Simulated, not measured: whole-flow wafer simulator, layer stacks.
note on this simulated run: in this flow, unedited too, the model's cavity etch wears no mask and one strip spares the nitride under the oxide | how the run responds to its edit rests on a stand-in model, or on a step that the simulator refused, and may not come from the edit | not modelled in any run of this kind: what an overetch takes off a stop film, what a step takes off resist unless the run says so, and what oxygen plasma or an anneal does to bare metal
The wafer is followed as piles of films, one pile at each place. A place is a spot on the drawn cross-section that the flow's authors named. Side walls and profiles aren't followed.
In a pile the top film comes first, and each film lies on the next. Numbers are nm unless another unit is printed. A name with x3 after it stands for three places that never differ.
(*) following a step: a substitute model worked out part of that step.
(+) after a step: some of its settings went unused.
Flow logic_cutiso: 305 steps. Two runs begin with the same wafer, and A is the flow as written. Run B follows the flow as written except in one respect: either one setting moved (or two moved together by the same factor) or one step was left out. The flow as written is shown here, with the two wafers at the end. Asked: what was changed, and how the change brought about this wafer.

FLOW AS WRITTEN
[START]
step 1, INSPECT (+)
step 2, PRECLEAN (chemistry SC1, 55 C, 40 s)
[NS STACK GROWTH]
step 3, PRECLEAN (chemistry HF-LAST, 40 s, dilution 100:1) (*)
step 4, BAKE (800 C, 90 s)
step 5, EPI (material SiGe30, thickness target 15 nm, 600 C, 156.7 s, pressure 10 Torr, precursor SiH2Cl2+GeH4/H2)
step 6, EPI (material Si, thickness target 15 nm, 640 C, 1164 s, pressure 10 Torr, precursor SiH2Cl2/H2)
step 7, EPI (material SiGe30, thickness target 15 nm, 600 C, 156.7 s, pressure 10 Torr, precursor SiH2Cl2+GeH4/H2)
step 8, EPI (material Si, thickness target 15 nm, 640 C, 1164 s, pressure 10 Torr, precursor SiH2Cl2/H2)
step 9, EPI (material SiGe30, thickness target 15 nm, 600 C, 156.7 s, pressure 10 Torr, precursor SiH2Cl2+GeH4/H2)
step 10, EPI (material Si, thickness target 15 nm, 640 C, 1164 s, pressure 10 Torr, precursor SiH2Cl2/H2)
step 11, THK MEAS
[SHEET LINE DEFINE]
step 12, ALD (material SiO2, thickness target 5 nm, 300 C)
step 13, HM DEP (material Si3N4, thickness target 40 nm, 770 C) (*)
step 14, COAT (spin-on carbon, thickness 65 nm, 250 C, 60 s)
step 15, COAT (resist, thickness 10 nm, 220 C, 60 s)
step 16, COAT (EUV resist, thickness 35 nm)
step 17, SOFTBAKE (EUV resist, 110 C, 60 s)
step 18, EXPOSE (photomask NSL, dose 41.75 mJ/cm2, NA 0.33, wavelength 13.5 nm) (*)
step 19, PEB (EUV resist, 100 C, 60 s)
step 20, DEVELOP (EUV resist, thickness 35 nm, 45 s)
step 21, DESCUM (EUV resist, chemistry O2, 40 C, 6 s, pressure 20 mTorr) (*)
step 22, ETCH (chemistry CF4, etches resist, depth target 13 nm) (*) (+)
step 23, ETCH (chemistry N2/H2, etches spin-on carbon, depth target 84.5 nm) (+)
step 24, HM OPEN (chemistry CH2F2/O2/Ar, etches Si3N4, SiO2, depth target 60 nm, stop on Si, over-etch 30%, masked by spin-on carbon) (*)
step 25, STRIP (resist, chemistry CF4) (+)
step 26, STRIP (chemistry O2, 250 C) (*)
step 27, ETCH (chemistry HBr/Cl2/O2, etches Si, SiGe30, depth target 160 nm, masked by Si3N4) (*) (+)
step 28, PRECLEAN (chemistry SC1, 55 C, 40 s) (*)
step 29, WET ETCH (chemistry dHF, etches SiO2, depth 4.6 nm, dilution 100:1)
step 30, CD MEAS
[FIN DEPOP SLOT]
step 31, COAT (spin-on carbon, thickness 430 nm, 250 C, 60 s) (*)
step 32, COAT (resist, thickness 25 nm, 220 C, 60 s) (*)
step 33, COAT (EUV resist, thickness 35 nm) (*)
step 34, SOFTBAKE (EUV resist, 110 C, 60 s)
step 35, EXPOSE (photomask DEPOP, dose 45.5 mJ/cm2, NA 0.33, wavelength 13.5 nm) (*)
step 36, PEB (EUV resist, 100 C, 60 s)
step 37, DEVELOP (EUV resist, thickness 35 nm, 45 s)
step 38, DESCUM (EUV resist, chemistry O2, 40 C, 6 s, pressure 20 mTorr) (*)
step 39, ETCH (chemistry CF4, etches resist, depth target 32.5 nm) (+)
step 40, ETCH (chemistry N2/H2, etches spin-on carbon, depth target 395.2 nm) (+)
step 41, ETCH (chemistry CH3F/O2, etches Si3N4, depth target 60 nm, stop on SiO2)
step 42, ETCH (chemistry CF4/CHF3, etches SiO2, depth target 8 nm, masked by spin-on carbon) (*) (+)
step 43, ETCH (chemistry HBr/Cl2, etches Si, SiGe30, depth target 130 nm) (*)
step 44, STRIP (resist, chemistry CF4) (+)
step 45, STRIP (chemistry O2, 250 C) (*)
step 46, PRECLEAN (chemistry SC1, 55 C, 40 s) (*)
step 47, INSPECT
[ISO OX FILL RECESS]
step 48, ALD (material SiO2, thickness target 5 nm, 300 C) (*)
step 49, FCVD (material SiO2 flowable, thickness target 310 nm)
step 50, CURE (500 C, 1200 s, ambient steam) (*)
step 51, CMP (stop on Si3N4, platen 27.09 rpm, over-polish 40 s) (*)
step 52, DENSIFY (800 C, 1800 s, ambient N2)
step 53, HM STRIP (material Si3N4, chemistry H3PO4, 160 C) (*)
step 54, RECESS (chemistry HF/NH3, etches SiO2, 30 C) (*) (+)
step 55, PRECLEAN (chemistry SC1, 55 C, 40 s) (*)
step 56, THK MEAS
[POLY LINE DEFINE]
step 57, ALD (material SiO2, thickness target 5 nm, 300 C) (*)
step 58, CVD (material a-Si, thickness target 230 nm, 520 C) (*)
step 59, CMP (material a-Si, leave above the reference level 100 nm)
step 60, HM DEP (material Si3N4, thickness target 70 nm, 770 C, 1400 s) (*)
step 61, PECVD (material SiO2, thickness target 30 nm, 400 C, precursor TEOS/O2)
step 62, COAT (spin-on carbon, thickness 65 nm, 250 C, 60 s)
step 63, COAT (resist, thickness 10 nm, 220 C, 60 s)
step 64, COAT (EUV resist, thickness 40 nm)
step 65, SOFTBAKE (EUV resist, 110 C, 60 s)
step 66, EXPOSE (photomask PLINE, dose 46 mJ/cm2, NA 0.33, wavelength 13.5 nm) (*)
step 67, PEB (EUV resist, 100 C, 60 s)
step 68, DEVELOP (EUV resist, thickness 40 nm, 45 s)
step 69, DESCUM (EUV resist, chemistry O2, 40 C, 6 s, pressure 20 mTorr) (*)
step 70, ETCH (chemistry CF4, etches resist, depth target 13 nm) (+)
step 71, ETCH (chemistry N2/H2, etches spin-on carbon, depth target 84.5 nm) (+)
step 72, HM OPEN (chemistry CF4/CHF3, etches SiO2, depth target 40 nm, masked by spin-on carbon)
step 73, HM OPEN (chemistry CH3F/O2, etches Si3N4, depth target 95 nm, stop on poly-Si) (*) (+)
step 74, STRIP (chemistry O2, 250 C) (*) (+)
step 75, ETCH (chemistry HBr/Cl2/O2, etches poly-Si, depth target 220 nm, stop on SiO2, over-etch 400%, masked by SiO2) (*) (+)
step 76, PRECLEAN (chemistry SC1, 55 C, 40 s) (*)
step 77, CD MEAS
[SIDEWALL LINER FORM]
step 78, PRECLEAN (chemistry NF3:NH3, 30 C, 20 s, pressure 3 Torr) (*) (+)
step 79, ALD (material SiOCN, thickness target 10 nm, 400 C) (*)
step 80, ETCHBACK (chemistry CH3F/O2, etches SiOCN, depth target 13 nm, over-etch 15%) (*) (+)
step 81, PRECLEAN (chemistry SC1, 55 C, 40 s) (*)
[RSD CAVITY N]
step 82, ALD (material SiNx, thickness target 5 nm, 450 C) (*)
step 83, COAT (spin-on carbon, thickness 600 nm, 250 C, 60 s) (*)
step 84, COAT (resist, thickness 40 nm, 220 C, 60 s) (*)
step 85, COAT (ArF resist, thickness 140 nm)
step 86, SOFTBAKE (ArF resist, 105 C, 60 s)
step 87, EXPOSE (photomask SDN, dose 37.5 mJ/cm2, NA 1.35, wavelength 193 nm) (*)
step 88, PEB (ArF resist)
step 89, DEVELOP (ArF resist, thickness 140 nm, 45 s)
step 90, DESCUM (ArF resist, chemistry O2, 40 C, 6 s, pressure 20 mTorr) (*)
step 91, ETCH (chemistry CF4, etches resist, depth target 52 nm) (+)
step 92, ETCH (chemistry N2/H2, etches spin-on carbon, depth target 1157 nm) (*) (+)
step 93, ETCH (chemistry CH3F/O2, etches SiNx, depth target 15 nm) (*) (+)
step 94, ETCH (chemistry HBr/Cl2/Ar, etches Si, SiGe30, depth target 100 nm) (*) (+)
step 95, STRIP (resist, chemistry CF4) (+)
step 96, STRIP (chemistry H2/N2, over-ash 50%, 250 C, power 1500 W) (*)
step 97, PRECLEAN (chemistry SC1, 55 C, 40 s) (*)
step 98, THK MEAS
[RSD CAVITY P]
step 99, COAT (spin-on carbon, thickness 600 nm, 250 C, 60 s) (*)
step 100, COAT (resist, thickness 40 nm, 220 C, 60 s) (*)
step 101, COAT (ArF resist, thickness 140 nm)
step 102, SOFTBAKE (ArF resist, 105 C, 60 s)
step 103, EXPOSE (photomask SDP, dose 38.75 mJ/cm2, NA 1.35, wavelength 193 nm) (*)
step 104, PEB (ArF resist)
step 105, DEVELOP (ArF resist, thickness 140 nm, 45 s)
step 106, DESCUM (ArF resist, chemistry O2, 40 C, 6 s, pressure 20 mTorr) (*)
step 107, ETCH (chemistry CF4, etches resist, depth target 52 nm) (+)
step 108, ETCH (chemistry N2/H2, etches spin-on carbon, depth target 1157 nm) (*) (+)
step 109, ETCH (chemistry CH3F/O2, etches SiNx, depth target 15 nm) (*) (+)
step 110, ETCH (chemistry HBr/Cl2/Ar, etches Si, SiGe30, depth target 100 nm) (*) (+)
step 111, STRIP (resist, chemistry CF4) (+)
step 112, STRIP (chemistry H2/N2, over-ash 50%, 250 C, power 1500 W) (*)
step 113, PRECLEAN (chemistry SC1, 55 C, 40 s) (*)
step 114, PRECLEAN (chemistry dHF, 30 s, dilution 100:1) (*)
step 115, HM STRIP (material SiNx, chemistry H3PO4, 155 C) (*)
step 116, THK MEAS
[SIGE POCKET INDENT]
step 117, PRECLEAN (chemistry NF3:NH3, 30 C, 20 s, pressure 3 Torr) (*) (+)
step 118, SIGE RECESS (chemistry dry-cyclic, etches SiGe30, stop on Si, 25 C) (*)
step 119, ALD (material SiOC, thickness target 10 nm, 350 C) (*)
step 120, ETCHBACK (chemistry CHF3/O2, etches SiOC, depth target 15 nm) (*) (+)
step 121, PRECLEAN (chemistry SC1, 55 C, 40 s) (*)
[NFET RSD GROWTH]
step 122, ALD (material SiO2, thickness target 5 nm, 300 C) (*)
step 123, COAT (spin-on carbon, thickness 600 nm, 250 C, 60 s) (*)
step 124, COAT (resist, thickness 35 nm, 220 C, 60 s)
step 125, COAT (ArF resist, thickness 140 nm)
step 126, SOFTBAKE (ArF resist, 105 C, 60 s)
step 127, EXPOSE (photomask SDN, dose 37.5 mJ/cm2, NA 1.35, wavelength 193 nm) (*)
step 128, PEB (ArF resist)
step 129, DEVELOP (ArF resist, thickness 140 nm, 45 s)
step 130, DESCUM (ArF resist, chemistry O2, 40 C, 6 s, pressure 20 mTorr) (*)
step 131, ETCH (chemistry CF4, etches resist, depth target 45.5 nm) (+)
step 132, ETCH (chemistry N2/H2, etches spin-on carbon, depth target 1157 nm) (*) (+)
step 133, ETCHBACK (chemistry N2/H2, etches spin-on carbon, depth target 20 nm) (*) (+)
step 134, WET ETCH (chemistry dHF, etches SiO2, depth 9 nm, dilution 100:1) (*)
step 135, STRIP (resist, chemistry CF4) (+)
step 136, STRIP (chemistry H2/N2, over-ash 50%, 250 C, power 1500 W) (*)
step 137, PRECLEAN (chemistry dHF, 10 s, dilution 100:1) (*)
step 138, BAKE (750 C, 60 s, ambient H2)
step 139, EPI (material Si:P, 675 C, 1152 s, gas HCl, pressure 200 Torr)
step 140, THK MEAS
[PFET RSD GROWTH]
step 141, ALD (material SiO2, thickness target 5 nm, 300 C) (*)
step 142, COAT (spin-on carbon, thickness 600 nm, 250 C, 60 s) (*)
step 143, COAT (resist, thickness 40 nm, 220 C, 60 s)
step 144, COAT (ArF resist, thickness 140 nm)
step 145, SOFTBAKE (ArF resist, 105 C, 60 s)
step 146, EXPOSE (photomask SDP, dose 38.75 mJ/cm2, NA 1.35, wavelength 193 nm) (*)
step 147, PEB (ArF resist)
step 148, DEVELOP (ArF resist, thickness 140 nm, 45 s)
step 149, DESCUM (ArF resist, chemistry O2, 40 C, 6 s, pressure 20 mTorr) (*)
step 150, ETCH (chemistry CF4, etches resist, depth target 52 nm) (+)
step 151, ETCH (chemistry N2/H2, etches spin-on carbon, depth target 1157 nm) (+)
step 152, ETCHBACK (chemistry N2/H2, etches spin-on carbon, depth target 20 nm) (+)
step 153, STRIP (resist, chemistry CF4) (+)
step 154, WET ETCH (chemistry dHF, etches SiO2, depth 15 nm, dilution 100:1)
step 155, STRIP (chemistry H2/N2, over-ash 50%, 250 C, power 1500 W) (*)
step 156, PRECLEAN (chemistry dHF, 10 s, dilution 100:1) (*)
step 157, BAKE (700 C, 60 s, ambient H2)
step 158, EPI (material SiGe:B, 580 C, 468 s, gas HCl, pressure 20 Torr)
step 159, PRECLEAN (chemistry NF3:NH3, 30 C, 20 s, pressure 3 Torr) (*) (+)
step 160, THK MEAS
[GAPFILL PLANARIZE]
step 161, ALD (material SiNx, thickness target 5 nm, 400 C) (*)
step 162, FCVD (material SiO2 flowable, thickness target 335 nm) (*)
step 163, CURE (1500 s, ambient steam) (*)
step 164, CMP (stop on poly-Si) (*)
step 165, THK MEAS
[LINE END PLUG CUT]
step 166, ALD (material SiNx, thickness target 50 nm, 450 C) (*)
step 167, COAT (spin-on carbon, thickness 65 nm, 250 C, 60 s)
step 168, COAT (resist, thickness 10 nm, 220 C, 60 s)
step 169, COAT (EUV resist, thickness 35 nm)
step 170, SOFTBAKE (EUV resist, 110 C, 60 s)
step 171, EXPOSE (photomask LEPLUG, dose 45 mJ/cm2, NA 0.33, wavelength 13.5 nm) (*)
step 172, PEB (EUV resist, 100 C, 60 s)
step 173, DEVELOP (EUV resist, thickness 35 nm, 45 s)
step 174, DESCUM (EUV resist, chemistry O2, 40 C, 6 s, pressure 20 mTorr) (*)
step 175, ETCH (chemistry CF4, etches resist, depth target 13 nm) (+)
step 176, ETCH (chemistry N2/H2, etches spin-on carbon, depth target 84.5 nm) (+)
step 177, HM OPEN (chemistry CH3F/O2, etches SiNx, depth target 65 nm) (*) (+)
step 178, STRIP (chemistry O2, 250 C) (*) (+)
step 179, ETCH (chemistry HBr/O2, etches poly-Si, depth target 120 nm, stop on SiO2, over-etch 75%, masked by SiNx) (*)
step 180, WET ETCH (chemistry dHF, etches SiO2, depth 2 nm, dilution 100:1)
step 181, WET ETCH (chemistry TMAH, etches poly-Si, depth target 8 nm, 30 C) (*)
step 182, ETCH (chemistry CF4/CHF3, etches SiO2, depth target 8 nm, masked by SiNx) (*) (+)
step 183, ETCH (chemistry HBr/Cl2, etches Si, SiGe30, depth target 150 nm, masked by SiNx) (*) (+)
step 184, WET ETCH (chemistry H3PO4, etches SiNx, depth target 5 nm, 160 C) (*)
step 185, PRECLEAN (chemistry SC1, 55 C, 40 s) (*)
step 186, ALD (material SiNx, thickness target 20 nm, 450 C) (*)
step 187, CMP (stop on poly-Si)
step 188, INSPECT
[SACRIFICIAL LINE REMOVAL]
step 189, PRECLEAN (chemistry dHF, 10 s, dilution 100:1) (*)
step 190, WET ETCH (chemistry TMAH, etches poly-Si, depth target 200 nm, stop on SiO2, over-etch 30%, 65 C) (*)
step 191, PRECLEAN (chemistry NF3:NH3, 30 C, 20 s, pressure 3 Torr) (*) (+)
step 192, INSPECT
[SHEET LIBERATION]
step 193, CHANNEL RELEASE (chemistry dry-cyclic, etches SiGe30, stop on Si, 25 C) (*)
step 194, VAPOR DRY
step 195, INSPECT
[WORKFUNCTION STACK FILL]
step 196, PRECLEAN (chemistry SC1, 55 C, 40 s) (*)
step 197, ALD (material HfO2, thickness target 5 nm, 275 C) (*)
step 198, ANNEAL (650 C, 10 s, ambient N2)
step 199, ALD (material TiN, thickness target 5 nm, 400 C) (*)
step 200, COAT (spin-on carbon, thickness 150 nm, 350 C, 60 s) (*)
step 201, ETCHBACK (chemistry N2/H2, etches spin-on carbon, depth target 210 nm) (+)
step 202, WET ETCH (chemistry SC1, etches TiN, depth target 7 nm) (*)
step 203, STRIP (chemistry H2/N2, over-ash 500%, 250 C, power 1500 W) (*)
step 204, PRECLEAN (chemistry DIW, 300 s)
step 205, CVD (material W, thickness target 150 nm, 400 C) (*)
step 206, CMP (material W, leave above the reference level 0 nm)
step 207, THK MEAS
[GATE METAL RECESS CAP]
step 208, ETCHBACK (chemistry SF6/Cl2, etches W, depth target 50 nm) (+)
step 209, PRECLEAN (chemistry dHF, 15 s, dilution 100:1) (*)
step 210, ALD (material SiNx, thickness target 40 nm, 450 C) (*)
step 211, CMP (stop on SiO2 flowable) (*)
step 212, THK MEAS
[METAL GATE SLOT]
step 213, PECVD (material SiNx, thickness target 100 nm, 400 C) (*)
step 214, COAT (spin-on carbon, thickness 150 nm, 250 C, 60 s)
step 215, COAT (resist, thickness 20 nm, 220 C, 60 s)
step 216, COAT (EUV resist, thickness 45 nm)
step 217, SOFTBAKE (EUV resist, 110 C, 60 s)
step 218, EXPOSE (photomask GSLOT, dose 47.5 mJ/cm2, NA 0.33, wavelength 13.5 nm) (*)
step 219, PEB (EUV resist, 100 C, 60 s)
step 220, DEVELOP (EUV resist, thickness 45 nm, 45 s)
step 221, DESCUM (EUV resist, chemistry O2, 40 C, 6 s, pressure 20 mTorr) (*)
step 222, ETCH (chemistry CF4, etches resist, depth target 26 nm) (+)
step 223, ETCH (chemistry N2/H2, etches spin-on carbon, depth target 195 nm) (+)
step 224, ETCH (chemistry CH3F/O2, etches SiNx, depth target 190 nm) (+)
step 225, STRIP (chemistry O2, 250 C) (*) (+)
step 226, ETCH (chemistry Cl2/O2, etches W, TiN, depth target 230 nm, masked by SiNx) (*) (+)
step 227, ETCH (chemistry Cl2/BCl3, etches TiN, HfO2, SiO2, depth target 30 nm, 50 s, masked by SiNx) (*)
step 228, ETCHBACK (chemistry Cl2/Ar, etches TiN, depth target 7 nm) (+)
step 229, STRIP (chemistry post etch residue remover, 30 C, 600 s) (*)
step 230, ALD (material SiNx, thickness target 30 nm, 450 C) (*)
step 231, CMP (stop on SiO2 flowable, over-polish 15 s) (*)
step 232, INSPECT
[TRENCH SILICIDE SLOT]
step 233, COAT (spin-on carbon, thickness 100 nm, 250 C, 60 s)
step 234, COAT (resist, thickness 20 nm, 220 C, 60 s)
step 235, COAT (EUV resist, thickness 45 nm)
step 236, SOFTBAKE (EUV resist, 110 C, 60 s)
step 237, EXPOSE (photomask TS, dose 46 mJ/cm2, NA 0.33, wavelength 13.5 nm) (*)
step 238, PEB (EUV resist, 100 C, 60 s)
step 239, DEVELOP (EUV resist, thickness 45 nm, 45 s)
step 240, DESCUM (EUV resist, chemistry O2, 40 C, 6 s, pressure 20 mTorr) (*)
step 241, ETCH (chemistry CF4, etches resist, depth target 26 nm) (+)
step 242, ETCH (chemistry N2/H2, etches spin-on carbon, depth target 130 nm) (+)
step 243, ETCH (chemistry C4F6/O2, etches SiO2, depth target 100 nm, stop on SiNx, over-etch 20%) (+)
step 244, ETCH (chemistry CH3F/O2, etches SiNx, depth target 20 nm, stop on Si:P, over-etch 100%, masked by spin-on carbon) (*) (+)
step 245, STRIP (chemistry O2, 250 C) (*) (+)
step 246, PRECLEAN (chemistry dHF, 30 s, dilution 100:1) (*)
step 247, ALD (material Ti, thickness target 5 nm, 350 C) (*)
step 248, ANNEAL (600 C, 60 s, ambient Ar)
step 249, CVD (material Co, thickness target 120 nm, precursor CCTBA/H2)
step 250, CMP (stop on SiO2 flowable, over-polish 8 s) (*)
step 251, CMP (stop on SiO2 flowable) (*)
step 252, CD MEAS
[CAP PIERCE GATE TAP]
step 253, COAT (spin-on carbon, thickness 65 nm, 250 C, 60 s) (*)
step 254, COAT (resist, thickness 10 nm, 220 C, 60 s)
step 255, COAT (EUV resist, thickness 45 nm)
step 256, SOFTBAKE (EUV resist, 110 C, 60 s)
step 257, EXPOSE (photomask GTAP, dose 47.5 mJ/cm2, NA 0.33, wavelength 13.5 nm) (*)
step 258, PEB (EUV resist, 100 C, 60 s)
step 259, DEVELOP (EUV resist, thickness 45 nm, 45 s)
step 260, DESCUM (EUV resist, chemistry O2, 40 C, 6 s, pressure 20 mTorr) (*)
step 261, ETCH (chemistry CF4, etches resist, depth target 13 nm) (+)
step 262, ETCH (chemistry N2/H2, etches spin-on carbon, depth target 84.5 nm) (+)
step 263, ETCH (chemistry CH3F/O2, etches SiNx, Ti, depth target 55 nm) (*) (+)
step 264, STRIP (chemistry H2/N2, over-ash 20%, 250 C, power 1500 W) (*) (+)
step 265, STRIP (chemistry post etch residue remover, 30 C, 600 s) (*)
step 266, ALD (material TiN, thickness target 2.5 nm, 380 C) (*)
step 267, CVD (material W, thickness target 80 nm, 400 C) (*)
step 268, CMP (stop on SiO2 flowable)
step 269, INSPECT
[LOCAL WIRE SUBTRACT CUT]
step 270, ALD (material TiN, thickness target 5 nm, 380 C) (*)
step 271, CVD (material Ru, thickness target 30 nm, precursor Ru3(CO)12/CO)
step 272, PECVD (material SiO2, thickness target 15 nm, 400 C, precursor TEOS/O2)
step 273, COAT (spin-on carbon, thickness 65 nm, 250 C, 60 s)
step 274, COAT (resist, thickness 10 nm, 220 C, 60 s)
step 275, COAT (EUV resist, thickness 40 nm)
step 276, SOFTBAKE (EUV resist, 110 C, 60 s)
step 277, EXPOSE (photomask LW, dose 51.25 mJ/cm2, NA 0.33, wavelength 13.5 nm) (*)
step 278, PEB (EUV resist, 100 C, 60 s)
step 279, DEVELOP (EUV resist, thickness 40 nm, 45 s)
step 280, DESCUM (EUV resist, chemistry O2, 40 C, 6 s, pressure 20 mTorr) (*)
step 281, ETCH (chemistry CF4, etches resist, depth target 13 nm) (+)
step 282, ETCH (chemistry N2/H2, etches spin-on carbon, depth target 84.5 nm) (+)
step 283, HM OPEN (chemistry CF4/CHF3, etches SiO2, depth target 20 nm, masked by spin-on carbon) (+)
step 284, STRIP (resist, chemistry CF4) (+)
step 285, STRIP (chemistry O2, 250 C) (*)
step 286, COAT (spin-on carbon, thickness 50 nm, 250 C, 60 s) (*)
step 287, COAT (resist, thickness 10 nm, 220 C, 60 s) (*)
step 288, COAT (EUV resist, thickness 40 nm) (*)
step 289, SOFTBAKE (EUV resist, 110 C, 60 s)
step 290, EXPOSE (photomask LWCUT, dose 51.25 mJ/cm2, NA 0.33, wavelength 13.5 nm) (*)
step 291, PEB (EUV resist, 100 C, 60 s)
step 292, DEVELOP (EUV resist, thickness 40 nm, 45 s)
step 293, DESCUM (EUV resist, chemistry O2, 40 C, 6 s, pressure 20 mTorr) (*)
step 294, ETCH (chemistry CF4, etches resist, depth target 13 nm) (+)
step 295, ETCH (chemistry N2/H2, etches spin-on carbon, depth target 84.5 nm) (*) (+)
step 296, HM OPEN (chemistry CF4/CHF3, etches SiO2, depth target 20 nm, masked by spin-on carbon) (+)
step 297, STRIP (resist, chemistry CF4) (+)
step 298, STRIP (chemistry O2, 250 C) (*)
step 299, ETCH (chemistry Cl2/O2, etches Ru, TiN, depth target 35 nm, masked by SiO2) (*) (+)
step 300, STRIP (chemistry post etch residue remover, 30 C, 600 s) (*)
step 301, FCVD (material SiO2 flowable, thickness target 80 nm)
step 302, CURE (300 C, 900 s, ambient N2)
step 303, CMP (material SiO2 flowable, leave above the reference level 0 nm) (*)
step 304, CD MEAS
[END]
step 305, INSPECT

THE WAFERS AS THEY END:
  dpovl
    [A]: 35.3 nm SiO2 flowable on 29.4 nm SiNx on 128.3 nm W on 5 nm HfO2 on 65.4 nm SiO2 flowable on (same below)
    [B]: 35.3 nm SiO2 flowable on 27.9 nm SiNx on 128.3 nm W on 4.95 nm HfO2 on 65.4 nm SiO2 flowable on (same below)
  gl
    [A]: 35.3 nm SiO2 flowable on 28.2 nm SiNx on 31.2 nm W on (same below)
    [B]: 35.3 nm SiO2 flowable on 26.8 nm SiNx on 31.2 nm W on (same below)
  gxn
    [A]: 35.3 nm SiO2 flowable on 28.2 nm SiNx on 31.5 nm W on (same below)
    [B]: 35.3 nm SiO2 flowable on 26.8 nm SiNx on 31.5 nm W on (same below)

The reason: step 198, ANNEAL: 650 C, 10 s, ambient N2, was omitted.

Step by step, how the change led to this:
  step 209, PRECLEAN (chemistry dHF, 15 s, dilution 100:1) (*)
      rsdn, rsdx: A SiO2 flowable loses 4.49 | B SiO2 flowable loses 5
      rsdp, rsdw: A SiO2 flowable loses 4.5 | B SiO2 flowable loses 5.01
  step 211, CMP (stop on SiO2 flowable) (*)
      depop, dpovl, isow, ns, nsgap: A SiNx loses 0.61 | B SiNx loses 1.12
      lnr, lnri, lnrp, lnrt: A SiNx loses 40 (all of it), SiOCN loses 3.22 | B SiNx loses 40 (all of it), SiOCN loses 3.73
  step 246, PRECLEAN (chemistry dHF, 30 s, dilution 100:1) (*)
      iso: A SiO2 flowable loses 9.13 | B SiO2 flowable loses 10
      rsdx: A SiO2 flowable loses 8.73 | B SiO2 flowable loses 9.65
  step 250, CMP (stop on SiO2 flowable, over-polish 8 s) (*)
      rsdx: A Co loses 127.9 (all of it) | B Co loses 127.1
  step 251, CMP (stop on SiO2 flowable) (*)
      rsdx: A Ti loses 5 (all of it) | B Co loses 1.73 (all of it), Ti loses 3.91
      iso: A Co loses 1.22 (all of it), Ti loses 4.34 | B Co loses 2.12 (all of it), Ti loses 3.51
  step 265, STRIP (chemistry post etch residue remover, 30 C, 600 s) (*)
      rsdx: A nothing | B Ti loses 1.09 (all of it)
      iso: A Ti loses 0.66 (all of it) | B Ti loses 1.49 (all of it)
  step 268, CMP (stop on SiO2 flowable)
      depop, dpovl, gfld and 9 more: A W loses 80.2 (all of it), TiN loses 2.5 (all of it), SiNx loses 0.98 | B W loses 80.2 (all of it), TiN loses 2.5 (all of it), SiNx loses 1.88
      lnr, lnri, lnrp, lnrt: A W loses 80 (all of it), TiN loses 2.5 (all of it), SiOCN loses 1.22 | B W loses 80 (all of it), TiN loses 2.5 (all of it), SiOCN loses 2.12
      (also at 3 further places)
